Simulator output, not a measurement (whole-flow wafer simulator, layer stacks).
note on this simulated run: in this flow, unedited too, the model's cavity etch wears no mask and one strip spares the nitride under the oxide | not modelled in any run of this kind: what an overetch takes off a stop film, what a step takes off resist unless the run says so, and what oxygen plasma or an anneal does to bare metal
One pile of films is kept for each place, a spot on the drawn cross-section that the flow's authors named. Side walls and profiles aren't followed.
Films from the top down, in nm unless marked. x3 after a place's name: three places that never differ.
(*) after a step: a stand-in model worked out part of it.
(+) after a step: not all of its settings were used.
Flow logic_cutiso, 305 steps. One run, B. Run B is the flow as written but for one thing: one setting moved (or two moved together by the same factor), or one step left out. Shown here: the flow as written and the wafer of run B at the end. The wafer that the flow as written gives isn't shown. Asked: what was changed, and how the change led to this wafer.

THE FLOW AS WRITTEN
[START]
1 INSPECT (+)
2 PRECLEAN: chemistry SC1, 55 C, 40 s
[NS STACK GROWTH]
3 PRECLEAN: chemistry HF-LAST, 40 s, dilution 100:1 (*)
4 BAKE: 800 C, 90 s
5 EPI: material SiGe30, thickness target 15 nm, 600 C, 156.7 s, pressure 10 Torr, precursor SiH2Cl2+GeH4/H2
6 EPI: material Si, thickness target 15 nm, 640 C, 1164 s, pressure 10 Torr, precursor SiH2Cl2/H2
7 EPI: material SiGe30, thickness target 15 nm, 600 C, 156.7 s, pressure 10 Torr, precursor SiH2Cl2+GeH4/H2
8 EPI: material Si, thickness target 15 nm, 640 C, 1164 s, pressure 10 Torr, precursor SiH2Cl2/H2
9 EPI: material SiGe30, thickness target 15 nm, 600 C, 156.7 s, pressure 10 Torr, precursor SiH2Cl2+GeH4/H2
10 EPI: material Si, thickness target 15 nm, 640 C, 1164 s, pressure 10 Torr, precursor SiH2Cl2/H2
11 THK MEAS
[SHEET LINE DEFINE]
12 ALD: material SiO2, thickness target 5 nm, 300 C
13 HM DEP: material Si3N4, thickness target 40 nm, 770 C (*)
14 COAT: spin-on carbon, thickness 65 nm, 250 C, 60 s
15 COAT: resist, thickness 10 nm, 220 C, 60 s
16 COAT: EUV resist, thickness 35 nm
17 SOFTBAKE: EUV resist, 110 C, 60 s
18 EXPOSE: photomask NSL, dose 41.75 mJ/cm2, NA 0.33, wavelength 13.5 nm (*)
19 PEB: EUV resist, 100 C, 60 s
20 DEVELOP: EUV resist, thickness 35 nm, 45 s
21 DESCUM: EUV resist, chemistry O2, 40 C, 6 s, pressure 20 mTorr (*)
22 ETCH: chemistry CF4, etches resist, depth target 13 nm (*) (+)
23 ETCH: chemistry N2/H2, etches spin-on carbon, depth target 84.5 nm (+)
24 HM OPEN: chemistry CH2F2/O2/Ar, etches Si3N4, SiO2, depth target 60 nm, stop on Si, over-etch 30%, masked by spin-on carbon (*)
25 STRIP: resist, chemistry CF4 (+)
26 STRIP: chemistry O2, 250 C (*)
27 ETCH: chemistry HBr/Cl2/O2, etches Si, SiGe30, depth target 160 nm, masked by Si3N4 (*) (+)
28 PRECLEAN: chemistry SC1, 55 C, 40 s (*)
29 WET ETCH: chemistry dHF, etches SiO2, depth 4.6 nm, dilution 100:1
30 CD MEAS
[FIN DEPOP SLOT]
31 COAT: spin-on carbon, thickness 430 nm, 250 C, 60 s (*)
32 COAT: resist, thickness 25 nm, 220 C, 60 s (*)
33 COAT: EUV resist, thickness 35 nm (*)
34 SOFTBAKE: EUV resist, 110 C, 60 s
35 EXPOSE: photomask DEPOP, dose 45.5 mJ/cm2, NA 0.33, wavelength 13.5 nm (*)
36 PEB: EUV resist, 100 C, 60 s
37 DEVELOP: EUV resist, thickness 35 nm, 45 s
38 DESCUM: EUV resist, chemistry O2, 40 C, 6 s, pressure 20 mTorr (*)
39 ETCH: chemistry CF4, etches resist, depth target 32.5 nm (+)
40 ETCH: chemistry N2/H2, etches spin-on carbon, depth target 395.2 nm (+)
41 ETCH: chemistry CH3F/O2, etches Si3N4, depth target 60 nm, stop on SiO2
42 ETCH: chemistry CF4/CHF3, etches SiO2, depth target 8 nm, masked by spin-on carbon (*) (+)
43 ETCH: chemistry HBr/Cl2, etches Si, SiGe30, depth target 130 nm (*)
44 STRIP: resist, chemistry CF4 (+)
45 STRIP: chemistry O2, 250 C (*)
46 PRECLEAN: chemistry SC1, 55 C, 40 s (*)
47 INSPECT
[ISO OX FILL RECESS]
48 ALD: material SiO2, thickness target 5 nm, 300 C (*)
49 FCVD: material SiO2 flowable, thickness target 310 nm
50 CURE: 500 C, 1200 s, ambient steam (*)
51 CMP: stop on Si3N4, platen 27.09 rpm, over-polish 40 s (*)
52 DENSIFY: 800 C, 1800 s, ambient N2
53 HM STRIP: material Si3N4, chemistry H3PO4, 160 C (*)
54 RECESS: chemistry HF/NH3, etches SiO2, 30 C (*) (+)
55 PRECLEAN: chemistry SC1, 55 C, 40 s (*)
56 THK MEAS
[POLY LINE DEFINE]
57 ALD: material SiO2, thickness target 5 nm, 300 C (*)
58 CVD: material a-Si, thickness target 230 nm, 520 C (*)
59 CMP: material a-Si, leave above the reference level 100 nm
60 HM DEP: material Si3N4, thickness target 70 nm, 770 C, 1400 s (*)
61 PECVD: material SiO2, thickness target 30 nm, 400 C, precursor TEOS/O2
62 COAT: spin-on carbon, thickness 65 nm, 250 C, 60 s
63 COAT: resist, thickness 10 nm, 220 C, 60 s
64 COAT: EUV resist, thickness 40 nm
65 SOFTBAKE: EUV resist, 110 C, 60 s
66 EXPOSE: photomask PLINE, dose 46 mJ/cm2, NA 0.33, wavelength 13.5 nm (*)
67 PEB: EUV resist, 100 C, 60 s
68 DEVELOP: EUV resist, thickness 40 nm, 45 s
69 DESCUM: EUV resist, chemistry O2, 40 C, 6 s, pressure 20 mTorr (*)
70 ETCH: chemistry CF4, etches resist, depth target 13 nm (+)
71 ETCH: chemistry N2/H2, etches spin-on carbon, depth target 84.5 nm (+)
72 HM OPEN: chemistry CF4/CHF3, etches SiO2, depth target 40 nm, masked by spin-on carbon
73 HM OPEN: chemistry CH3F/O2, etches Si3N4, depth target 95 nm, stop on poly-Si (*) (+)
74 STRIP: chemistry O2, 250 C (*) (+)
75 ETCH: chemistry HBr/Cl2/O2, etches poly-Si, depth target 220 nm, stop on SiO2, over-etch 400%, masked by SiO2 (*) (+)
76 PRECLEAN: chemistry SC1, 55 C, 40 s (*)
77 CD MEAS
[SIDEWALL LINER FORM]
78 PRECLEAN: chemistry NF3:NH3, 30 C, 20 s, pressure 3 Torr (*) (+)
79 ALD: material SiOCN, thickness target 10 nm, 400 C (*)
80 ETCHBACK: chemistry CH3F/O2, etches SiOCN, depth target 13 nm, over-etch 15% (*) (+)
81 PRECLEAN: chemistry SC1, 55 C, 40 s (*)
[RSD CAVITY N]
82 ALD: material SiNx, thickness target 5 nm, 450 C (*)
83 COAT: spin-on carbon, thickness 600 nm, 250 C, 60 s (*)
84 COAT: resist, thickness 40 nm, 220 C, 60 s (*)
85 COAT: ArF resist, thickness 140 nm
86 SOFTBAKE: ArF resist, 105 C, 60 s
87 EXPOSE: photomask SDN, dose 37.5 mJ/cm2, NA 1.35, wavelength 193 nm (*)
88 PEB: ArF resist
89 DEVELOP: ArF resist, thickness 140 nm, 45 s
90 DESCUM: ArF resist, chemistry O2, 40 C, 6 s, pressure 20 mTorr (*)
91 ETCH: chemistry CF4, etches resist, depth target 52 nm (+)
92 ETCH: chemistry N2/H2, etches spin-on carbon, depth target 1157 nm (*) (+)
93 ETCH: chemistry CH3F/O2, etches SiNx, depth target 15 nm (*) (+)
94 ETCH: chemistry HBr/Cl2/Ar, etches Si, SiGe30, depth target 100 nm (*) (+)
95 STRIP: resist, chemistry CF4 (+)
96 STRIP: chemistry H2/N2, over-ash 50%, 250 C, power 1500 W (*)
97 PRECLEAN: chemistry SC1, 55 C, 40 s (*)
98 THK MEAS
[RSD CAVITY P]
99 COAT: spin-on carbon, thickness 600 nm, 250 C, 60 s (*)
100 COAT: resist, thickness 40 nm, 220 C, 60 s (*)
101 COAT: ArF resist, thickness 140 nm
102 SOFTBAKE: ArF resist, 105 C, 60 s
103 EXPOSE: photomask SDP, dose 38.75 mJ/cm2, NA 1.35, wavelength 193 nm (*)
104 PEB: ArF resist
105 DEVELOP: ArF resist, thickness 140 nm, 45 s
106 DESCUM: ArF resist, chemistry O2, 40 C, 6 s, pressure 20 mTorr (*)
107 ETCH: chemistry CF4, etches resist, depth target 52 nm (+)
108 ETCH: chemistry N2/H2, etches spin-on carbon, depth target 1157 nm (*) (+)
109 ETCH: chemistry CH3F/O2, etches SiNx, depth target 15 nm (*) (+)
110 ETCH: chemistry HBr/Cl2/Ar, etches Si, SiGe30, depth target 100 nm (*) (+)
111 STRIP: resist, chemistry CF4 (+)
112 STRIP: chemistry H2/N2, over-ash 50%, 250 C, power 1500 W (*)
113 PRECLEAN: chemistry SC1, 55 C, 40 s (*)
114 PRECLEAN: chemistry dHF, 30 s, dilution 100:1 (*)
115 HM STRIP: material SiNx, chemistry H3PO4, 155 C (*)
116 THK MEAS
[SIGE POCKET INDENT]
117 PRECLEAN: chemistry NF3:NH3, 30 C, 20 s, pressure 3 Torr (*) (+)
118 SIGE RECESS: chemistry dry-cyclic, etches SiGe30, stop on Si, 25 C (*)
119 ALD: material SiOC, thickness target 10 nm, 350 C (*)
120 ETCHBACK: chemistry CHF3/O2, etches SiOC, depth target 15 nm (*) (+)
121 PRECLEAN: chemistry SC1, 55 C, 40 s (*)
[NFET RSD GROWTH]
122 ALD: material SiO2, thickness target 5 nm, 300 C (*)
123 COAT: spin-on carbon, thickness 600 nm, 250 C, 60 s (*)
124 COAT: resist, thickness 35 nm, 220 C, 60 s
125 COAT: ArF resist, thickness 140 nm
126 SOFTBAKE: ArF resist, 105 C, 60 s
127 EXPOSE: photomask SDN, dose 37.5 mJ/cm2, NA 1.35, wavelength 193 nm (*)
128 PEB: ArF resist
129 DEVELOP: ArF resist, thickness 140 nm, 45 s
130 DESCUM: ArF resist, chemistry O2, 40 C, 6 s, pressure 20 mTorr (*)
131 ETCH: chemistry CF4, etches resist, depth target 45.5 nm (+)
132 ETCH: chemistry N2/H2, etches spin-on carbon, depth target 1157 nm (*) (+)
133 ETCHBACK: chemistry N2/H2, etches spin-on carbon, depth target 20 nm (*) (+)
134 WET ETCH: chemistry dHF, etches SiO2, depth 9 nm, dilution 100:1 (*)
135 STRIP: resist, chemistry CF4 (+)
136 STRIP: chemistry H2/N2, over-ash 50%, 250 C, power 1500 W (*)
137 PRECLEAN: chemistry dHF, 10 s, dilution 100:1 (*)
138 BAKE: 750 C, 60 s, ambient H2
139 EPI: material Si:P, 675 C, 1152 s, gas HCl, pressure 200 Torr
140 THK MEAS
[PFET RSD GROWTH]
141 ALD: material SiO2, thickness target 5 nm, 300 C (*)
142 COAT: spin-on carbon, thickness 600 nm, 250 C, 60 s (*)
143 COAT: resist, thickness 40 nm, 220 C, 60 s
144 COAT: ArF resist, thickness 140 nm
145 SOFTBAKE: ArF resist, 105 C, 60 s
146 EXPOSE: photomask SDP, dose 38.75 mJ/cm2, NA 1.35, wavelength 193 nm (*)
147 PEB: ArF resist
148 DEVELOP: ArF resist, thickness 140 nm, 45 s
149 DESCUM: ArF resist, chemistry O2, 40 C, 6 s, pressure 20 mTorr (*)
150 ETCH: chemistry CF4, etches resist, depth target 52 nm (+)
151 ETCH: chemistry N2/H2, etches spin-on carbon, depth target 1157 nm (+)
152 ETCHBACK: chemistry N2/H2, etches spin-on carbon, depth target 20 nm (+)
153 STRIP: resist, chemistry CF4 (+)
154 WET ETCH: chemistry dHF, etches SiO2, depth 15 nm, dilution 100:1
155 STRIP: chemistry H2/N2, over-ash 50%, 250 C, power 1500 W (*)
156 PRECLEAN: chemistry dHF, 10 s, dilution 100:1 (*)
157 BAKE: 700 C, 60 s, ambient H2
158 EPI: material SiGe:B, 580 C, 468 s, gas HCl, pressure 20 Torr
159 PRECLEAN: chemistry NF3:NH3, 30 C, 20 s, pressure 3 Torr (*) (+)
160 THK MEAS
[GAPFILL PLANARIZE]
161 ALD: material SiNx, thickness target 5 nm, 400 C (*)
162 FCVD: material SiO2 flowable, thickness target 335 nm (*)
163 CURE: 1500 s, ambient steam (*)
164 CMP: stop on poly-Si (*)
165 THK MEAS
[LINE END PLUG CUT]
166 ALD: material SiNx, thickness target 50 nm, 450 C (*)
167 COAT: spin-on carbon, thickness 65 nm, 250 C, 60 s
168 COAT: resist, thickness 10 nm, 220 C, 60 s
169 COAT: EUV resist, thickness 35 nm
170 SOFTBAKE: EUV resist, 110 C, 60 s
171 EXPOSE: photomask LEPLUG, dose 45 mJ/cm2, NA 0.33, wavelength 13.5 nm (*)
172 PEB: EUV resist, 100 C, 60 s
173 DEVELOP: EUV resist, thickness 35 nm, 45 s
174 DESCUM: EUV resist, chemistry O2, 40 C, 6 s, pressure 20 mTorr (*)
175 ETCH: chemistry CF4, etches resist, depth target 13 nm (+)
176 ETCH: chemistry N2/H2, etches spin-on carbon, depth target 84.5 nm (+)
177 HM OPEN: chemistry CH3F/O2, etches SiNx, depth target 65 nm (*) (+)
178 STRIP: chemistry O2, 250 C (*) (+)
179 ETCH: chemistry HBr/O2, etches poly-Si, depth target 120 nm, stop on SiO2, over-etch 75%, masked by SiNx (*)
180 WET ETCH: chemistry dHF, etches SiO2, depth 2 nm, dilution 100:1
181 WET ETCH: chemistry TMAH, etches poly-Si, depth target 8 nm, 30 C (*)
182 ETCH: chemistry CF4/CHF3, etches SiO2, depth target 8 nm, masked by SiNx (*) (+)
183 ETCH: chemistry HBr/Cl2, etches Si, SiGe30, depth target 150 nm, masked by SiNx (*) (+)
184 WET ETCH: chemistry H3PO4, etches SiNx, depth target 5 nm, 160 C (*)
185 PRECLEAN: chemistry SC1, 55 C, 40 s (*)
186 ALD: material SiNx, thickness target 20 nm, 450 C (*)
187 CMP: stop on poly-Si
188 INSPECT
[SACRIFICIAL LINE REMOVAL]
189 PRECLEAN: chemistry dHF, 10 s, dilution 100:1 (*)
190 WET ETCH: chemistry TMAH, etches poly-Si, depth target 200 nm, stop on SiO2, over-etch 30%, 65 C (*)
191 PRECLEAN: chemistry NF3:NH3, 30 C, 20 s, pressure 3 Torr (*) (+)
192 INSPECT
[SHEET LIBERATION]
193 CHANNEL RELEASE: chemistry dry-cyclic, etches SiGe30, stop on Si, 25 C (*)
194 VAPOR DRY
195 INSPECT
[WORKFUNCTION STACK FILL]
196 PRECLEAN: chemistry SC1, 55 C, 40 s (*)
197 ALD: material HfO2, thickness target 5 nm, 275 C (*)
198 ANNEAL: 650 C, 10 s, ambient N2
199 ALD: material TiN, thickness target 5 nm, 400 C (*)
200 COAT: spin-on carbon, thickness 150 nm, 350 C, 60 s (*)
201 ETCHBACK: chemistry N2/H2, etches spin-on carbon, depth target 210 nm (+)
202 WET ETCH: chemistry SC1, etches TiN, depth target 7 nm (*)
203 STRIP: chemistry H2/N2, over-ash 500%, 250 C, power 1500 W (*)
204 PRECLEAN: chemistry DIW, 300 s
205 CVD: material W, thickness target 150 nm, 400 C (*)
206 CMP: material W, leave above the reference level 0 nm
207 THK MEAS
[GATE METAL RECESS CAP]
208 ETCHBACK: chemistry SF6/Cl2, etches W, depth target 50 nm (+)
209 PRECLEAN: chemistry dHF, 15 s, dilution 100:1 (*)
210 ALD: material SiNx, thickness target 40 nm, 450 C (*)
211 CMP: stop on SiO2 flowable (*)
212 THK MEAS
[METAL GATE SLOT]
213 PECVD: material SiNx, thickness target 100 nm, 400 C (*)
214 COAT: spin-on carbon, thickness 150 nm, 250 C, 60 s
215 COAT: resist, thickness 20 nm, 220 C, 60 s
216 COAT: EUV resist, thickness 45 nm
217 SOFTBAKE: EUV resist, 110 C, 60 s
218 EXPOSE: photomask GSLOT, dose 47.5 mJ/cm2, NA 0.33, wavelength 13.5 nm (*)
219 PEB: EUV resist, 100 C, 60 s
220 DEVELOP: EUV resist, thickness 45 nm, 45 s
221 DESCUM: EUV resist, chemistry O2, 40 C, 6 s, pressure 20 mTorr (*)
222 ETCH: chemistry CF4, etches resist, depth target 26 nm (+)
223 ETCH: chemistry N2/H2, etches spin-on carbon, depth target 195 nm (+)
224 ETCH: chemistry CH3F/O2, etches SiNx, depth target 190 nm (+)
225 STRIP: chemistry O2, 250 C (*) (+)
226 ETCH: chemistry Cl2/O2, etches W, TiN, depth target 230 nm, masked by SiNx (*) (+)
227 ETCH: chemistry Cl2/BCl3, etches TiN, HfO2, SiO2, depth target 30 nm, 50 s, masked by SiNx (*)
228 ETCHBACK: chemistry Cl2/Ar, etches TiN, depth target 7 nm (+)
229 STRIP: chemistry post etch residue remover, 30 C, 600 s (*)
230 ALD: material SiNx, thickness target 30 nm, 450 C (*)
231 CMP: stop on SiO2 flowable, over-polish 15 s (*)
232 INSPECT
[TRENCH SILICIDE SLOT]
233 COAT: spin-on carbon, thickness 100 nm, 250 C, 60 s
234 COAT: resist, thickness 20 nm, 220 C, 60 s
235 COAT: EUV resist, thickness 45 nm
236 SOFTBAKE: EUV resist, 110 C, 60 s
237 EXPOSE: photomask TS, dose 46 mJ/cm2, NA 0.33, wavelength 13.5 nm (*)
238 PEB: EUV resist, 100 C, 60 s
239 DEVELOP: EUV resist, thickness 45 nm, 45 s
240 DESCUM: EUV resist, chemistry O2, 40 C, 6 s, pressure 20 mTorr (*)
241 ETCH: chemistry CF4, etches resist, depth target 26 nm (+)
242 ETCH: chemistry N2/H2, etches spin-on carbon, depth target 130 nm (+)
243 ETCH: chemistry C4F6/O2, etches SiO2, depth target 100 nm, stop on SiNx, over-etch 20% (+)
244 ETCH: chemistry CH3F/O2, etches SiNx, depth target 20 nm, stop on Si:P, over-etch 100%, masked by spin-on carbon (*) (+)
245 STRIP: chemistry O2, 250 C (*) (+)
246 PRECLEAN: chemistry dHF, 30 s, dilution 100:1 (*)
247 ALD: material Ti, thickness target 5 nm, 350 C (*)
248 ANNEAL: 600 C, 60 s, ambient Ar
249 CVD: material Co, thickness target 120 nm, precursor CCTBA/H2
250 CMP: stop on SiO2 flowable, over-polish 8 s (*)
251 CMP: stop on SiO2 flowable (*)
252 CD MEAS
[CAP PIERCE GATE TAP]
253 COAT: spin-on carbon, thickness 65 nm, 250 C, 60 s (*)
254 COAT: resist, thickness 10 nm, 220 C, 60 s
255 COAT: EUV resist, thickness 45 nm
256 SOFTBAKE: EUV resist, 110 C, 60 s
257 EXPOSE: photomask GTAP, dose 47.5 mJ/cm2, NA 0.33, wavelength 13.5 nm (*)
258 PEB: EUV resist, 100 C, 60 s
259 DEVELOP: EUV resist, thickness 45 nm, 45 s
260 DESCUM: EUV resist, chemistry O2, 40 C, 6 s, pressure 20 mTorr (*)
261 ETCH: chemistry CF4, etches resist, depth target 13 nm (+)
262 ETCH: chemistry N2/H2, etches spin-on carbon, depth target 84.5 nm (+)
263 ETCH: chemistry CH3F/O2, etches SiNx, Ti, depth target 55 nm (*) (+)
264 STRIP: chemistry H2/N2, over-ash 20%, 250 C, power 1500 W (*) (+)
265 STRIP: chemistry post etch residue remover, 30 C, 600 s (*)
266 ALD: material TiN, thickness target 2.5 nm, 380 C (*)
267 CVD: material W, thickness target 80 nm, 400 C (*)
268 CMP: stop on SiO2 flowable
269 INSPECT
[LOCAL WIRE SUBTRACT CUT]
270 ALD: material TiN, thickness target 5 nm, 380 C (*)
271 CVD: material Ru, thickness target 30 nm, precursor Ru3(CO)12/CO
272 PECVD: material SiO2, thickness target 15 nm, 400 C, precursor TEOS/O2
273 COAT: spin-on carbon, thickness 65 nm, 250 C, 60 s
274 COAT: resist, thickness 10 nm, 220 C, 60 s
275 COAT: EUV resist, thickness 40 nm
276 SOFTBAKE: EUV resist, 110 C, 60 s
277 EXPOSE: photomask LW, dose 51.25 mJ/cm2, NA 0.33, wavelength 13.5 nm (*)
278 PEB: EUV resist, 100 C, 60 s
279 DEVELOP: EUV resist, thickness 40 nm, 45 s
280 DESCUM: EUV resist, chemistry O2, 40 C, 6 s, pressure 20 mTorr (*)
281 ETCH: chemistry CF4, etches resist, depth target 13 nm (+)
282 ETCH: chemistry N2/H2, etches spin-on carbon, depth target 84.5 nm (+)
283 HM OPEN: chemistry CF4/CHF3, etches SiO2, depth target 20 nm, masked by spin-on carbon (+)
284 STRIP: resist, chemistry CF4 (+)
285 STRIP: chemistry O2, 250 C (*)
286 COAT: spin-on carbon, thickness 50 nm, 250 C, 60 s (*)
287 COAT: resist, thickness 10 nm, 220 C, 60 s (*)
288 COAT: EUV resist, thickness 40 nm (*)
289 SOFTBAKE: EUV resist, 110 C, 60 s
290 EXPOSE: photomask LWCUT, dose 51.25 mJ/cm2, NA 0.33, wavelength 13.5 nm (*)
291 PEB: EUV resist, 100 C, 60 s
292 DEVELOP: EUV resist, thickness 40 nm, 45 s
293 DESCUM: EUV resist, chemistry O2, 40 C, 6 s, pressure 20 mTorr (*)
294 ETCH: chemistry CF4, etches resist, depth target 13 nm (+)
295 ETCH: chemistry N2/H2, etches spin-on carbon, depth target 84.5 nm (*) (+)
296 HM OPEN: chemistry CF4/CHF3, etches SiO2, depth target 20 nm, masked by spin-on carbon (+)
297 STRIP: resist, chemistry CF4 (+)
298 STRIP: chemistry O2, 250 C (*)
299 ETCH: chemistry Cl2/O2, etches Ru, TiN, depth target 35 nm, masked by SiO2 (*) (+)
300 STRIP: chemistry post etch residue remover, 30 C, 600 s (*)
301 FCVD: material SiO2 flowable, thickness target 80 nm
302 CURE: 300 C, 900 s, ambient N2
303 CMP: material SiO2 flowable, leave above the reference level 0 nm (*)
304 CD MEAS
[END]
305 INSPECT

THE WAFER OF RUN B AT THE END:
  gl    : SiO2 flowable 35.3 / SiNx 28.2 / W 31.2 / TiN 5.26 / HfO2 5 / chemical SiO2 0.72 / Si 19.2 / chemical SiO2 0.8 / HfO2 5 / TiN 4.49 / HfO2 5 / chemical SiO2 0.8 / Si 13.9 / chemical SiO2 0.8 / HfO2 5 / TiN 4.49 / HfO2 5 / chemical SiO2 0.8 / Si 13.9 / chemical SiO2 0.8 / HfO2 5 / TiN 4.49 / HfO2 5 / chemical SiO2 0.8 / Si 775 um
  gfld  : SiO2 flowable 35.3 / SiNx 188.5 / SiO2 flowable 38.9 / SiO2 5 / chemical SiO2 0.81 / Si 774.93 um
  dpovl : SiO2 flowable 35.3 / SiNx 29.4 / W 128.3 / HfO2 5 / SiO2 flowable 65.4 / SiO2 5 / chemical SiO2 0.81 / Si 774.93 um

The cause: step 10, EPI: thickness target 21.4 nm was run, where the flow has thickness target 15 nm; step 10, EPI: 1659 s was run, where the flow has 1164 s.

How the change led to this, step by step:
  10 EPI: material Si, thickness target 15 nm, 640 C, 1164 s, pressure 10 Torr, precursor SiH2Cl2/H2
      depop, dpovl, gfld and 19 more: Si +21.4 (new film) (as written it would be: Si +15 (new film))
  27 ETCH: chemistry HBr/Cl2/O2, etches Si, SiGe30, depth target 160 nm, masked by Si3N4 (*) (+)
      gfld, gxf, iso, lnri: chemical SiO2 -0.79 (all of it), Si -17.7 (all of it), SiGe30 -15 (all of it), Si -15 (all of it), SiGe30 -15 (all of it), Si -15 (all of it), SiGe30 -15 (all of it), Si -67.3 (as written it would be: chemical SiO2 -0.79 (all of it), Si -11.4 (all of it), SiGe30 -15 (all of it), Si -15 (all of it), SiGe30 -15 (all of it), Si -15 (all of it), SiGe30 -15 (all of it), Si -73.6)
      dpovl, nsgap: chemical SiO2 -0.79 (all of it), Si -18.1 (all of it), SiGe30 -15 (all of it), Si -15 (all of it), SiGe30 -15 (all of it), Si -15 (all of it), SiGe30 -15 (all of it), Si -66.9 (as written it would be: chemical SiO2 -0.79 (all of it), Si -11.8 (all of it), SiGe30 -15 (all of it), Si -15 (all of it), SiGe30 -15 (all of it), Si -15 (all of it), SiGe30 -15 (all of it), Si -73.2)
      (and at 1 more place)
  43 ETCH: chemistry HBr/Cl2, etches Si, SiGe30, depth target 130 nm (*)
      depop: Si -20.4 (all of it), SiGe30 -15 (all of it), Si -15 (all of it), SiGe30 -15 (all of it), Si -15 (all of it), SiGe30 -15 (all of it), Si -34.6 (as written it would be: Si -14 (all of it), SiGe30 -15 (all of it), Si -15 (all of it), SiGe30 -15 (all of it), Si -15 (all of it), SiGe30 -15 (all of it), Si -41)
  94 ETCH: chemistry HBr/Cl2/Ar, etches Si, SiGe30, depth target 100 nm (*) (+)
      rsdn, rsdx: chemical SiO2 -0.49 (all of it), Si -19.2 (all of it), SiGe30 -15 (all of it), Si -15 (all of it), SiGe30 -15 (all of it), Si -15 (all of it), SiGe30 -15 (all of it), Si -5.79 (as written it would be: chemical SiO2 -0.49 (all of it), Si -12.8 (all of it), SiGe30 -15 (all of it), Si -15 (all of it), SiGe30 -15 (all of it), Si -15 (all of it), SiGe30 -15 (all of it), Si -12.2)
  110 ETCH: chemistry HBr/Cl2/Ar, etches Si, SiGe30, depth target 100 nm (*) (+)
      rsdp, rsdw: chemical SiO2 -0.49 (all of it), Si -19.2 (all of it), SiGe30 -15 (all of it), Si -15 (all of it), SiGe30 -15 (all of it), Si -15 (all of it), SiGe30 -15 (all of it), Si -5.79 (as written it would be: chemical SiO2 -0.49 (all of it), Si -12.8 (all of it), SiGe30 -15 (all of it), Si -15 (all of it), SiGe30 -15 (all of it), Si -15 (all of it), SiGe30 -15 (all of it), Si -12.2)
  183 ETCH: chemistry HBr/Cl2, etches Si, SiGe30, depth target 150 nm, masked by SiNx (*) (+)
      plug: Si -19.9 (all of it), SiGe30 -15 (all of it), Si -15 (all of it), SiGe30 -15 (all of it), Si -15 (all of it), SiGe30 -15 (all of it), Si -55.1 (as written it would be: Si -13.6 (all of it), SiGe30 -15 (all of it), Si -15 (all of it), SiGe30 -15 (all of it), Si -15 (all of it), SiGe30 -15 (all of it), Si -61.4)
